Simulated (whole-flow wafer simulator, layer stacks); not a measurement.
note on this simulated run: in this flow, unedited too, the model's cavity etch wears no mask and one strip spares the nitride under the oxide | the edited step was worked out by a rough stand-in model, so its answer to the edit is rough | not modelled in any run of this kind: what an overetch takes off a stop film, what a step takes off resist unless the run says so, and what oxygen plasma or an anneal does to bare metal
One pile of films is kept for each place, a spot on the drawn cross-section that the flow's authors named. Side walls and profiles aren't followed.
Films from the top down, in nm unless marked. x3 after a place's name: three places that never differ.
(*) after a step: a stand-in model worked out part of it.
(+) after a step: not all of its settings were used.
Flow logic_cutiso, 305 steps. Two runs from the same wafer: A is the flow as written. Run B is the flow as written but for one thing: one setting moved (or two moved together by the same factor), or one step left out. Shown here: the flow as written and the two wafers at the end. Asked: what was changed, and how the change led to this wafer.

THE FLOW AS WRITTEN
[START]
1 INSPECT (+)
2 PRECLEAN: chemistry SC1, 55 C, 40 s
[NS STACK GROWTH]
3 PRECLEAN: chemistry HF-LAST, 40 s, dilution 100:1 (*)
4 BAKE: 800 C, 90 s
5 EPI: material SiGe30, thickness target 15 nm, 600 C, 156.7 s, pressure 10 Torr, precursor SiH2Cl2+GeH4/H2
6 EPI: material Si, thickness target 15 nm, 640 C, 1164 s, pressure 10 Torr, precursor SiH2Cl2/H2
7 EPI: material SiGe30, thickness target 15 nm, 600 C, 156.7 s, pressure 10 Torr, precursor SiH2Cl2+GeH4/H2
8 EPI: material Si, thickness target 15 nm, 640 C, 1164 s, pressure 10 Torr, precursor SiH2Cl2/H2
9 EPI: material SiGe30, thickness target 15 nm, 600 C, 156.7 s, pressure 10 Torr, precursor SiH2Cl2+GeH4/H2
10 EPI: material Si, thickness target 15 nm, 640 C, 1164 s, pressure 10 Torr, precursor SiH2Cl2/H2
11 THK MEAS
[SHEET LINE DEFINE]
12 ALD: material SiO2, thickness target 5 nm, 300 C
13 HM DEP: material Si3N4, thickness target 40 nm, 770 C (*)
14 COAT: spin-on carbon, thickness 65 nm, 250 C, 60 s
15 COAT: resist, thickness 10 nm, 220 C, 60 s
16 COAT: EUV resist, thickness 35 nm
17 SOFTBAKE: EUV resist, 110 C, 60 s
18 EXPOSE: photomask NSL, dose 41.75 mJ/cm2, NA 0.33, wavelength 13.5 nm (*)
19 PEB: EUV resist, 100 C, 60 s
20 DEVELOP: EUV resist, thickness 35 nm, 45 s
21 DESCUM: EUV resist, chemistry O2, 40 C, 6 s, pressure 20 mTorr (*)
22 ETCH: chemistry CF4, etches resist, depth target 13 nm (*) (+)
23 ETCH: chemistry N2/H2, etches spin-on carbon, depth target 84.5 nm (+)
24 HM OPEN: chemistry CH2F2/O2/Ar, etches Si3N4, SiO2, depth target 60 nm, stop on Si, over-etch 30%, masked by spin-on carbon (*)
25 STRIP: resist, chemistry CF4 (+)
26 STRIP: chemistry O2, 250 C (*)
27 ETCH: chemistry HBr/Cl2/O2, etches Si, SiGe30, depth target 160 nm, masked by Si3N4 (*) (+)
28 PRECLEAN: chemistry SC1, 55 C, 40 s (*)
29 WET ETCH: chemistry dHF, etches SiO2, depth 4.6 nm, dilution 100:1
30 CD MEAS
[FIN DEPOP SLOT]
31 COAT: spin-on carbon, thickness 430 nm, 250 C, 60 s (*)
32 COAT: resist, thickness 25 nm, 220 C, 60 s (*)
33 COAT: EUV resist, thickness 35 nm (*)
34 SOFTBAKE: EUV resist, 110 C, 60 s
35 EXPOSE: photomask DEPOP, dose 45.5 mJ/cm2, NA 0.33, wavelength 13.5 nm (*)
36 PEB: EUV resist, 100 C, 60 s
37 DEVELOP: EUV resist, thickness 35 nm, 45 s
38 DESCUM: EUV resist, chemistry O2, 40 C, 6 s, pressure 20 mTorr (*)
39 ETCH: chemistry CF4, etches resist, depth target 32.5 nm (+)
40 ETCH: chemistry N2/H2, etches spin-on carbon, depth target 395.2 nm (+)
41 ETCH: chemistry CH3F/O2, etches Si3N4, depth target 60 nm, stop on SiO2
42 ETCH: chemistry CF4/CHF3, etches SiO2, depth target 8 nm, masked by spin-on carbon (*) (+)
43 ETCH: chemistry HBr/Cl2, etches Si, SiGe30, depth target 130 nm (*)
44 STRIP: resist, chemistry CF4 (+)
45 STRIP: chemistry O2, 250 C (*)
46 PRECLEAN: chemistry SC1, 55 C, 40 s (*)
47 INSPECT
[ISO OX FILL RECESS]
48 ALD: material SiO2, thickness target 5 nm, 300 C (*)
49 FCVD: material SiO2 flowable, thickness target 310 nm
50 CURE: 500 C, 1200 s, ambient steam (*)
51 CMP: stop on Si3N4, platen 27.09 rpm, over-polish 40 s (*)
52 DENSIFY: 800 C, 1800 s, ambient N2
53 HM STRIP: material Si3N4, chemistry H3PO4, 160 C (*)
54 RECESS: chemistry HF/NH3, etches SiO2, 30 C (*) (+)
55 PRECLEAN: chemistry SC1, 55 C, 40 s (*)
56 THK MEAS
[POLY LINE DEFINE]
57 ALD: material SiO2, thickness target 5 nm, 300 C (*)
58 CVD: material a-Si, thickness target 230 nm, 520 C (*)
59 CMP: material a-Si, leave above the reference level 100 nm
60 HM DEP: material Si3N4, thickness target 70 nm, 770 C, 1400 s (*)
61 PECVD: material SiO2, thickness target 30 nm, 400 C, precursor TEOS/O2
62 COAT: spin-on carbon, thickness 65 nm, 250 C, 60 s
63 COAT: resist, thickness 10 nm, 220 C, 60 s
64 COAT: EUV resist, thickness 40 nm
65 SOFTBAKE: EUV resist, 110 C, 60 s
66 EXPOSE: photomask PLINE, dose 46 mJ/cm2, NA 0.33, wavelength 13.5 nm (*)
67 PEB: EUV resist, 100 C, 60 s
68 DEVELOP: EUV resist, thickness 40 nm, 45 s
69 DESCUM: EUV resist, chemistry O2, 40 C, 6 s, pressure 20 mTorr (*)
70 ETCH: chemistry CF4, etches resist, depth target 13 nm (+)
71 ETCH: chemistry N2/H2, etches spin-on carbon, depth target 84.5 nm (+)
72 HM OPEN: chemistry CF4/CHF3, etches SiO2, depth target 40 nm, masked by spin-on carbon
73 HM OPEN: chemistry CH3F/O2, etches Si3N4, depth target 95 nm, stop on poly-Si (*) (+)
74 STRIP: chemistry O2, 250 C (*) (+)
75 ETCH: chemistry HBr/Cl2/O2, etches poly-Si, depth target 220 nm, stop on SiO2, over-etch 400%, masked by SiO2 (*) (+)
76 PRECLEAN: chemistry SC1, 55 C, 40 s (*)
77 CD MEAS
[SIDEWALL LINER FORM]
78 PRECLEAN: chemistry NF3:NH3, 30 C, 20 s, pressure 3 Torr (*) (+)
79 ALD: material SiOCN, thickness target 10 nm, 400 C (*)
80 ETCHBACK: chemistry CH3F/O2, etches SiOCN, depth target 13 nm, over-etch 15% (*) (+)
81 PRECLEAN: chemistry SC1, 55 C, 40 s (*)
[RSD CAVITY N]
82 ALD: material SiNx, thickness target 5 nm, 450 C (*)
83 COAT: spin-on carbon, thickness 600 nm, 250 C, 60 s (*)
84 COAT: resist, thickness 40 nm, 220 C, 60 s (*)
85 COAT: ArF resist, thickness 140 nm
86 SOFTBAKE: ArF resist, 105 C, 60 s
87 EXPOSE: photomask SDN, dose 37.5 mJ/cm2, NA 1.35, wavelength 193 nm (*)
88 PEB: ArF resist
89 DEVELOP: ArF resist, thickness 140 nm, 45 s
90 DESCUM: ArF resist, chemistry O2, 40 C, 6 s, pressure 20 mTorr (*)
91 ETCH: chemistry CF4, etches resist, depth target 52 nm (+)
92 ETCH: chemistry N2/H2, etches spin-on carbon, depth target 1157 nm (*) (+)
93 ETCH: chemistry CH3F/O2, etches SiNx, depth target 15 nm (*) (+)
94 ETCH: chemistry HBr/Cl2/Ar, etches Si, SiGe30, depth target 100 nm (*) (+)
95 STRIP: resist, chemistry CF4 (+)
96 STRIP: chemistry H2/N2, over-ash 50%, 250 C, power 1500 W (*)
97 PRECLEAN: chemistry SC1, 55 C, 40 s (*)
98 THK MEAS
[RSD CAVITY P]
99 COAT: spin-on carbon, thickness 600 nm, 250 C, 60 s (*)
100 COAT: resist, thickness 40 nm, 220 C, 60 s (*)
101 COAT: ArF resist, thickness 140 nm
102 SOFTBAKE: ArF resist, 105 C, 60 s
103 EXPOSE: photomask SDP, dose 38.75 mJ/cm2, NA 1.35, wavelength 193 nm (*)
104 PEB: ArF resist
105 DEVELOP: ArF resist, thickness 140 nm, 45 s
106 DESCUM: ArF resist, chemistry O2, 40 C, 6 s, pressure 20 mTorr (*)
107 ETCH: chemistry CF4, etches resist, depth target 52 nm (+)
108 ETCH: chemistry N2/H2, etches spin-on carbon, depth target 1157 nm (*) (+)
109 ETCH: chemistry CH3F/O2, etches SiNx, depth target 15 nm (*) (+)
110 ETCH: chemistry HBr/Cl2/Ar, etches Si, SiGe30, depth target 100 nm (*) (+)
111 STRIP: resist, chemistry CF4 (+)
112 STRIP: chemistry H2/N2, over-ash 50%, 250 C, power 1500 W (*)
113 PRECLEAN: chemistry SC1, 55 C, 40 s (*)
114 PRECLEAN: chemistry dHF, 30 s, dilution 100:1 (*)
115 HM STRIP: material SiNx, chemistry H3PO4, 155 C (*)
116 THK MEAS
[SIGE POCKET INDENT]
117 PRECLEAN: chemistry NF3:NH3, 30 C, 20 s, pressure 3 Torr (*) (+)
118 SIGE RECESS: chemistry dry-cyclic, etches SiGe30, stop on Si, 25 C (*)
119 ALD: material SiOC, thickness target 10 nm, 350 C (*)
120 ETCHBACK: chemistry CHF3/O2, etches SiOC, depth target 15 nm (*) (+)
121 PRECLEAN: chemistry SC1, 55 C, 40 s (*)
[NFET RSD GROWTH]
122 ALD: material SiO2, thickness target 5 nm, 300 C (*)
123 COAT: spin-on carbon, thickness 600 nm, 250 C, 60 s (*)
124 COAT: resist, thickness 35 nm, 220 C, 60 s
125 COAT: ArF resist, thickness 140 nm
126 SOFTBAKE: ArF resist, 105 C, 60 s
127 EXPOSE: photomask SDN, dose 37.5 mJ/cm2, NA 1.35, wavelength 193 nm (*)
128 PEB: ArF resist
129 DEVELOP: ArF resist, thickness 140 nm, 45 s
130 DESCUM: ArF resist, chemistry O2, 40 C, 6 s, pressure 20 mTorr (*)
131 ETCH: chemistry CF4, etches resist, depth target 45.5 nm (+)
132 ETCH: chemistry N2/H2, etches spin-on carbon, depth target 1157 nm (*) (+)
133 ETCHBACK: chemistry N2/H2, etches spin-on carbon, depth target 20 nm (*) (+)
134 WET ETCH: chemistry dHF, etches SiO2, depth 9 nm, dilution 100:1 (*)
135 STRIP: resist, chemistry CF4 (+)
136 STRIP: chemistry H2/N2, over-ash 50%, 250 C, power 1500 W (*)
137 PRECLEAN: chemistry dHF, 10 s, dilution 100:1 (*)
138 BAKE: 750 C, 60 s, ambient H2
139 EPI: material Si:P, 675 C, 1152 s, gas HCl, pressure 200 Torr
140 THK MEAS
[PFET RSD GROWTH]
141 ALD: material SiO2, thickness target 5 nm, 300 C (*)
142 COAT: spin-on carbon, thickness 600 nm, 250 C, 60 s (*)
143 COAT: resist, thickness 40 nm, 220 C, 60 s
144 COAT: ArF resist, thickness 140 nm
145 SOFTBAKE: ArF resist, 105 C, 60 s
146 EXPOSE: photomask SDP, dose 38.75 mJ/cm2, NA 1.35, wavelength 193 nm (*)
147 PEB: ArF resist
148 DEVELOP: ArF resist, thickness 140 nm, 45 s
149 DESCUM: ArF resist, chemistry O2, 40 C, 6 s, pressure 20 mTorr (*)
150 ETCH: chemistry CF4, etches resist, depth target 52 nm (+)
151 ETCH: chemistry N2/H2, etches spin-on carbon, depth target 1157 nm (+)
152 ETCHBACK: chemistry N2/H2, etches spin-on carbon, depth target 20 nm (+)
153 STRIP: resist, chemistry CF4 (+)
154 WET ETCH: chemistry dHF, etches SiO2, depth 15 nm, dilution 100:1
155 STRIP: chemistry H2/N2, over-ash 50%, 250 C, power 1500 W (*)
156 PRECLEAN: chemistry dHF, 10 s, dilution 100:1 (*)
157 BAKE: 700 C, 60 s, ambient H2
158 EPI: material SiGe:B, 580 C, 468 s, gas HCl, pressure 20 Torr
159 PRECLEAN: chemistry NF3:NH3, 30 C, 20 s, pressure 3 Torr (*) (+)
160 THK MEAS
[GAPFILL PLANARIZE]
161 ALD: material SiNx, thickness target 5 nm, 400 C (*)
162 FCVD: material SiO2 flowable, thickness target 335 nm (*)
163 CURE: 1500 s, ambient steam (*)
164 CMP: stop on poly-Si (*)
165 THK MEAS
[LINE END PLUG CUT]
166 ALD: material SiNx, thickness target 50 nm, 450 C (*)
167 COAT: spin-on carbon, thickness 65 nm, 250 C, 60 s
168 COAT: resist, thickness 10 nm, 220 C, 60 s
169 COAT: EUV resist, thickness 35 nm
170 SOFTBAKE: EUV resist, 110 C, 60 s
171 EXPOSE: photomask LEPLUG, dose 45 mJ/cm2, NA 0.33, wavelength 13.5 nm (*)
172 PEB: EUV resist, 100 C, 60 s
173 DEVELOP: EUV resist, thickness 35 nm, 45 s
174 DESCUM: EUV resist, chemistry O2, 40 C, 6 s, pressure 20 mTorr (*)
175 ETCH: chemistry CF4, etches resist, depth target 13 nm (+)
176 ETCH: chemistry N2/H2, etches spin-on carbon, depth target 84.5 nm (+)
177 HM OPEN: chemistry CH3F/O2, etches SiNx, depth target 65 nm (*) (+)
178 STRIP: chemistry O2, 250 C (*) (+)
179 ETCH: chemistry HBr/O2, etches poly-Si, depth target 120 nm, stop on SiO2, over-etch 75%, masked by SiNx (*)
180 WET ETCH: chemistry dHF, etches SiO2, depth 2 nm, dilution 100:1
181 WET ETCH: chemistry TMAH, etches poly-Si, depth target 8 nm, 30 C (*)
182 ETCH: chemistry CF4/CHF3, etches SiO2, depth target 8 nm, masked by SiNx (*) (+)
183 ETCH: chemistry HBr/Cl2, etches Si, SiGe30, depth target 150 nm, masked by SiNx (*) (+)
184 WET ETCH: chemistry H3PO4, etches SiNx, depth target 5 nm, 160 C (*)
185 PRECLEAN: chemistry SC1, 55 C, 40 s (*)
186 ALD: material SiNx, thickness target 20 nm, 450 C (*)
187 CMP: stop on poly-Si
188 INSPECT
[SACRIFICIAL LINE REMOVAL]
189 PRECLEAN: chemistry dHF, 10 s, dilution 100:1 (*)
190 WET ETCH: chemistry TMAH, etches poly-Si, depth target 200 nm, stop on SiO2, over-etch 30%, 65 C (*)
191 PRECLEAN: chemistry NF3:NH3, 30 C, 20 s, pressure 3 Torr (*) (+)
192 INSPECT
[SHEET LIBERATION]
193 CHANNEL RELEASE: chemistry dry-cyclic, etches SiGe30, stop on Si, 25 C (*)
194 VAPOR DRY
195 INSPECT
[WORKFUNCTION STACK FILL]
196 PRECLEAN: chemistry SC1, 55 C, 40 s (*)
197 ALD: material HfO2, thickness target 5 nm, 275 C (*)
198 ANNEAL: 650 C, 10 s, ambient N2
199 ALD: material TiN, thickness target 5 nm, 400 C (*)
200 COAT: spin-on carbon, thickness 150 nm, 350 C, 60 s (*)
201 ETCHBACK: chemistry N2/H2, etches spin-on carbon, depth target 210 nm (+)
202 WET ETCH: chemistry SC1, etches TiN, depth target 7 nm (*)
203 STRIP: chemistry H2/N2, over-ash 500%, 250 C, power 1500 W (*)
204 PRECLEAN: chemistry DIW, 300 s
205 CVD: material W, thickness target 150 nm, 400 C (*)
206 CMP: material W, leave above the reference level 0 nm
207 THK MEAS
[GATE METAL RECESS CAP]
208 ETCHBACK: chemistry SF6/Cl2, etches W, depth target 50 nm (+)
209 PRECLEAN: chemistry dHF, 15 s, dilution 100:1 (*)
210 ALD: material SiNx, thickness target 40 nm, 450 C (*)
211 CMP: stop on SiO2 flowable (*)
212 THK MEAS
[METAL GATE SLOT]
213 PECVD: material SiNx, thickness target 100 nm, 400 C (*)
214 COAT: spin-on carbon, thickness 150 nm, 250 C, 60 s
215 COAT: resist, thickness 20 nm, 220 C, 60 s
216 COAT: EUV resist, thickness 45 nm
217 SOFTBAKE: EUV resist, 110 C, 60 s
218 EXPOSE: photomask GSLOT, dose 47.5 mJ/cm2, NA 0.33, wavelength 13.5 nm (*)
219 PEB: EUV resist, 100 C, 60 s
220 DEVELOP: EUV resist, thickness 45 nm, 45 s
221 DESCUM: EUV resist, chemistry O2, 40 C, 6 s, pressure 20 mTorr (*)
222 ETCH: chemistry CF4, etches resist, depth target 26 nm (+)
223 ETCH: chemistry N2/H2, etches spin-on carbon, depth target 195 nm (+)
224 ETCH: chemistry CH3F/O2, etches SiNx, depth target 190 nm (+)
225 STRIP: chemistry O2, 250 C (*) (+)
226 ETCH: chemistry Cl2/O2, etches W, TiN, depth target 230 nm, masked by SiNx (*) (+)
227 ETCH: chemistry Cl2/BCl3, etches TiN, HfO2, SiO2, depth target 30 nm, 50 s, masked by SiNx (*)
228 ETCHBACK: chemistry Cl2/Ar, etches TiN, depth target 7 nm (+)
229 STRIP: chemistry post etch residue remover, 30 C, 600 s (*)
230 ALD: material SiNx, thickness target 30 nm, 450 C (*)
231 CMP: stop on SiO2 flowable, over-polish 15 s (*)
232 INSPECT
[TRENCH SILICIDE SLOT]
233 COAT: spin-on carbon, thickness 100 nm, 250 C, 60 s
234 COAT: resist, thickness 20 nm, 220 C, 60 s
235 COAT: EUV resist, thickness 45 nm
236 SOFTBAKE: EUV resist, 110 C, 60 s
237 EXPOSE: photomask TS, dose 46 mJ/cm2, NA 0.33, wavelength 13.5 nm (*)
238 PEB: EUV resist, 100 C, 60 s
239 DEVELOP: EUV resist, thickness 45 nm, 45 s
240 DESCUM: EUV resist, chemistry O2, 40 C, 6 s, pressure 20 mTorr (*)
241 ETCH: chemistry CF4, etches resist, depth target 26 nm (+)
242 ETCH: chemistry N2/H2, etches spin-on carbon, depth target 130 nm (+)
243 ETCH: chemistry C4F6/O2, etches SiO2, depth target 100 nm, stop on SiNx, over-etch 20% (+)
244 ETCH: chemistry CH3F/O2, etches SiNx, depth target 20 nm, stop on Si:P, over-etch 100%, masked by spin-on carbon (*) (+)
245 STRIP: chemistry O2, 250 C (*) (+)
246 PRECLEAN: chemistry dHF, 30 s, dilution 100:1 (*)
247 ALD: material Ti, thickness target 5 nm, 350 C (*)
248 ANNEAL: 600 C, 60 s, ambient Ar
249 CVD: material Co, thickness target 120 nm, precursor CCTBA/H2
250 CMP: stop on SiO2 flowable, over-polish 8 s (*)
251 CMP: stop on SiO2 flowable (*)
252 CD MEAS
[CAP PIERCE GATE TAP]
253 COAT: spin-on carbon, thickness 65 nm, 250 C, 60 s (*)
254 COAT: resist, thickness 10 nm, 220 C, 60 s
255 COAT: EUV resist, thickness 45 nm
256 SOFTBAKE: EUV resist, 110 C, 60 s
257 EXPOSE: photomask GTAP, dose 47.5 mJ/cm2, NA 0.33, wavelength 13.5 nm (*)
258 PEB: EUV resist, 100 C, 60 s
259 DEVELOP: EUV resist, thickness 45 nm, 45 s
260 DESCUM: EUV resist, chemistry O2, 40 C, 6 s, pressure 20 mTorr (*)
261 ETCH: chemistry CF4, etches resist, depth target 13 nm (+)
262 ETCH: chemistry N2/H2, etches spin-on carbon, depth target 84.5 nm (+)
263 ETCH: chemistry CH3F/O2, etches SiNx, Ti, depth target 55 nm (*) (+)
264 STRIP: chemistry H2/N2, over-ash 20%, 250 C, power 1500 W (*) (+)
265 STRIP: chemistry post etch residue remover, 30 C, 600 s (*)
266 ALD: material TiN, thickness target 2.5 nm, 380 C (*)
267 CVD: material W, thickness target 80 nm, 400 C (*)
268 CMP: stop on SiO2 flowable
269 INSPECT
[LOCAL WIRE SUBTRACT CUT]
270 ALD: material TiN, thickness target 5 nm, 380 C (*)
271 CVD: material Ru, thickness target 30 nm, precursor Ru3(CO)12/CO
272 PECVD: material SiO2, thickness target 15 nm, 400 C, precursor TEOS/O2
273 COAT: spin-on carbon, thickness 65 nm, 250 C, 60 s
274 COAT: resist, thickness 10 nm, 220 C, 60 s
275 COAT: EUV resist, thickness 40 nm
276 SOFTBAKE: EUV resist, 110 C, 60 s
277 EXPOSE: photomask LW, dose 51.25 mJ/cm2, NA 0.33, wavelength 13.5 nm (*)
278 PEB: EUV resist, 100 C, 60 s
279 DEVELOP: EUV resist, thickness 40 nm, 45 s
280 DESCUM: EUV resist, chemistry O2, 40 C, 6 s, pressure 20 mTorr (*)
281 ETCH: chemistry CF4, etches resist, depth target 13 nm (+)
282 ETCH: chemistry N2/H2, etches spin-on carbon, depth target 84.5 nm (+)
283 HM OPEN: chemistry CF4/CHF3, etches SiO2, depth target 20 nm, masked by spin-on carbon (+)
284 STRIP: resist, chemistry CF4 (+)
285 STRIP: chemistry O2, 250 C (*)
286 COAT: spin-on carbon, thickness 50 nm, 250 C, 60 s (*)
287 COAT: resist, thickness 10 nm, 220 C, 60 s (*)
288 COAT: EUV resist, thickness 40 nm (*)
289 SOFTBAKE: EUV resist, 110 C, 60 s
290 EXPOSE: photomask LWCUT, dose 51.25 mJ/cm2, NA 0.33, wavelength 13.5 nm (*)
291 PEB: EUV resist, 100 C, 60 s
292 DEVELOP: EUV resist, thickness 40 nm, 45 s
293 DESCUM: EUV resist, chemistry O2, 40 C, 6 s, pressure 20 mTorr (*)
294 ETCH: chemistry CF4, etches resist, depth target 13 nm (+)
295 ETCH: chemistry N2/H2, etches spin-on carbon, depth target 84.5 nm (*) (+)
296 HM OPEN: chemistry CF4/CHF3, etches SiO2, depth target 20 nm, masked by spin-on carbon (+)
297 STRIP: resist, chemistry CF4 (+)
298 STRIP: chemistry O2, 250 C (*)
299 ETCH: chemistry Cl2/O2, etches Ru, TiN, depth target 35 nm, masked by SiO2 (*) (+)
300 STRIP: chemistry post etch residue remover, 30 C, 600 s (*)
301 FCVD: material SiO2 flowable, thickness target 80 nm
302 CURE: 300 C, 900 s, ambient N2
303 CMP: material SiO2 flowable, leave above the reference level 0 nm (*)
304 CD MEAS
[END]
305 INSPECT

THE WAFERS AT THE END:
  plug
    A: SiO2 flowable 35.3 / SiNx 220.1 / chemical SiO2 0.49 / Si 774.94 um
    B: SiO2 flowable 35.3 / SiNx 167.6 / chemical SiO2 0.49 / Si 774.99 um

The cause: step 183, ETCH: depth target 97.5 nm was run, where the flow has depth target 150 nm.

How the change led to this, step by step:
  183 ETCH: chemistry HBr/Cl2, etches Si, SiGe30, depth target 150 nm, masked by SiNx (*) (+)
      depop, dpovl, gfld and 18 more: A SiNx -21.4 | B SiNx -13.9
      plug: A Si -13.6 (all of it), SiGe30 -15 (all of it), Si -15 (all of it), SiGe30 -15 (all of it), Si -15 (all of it), SiGe30 -15 (all of it), Si -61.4 | B Si -13.6 (all of it), SiGe30 -15 (all of it), Si -15 (all of it), SiGe30 -15 (all of it), Si -15 (all of it), SiGe30 -15 (all of it), Si -8.93
  186 ALD: material SiNx, thickness target 20 nm, 450 C (*)
      plug: A SiNx +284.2 (new film) | B SiNx +239.2 (new film)
  187 CMP: stop on poly-Si
      depop, dpovl, gfld and 18 more: A SiNx -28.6 (all of it) | B SiNx -36.1 (all of it)
      plug: A SiNx -28.6 | B SiNx -36.1
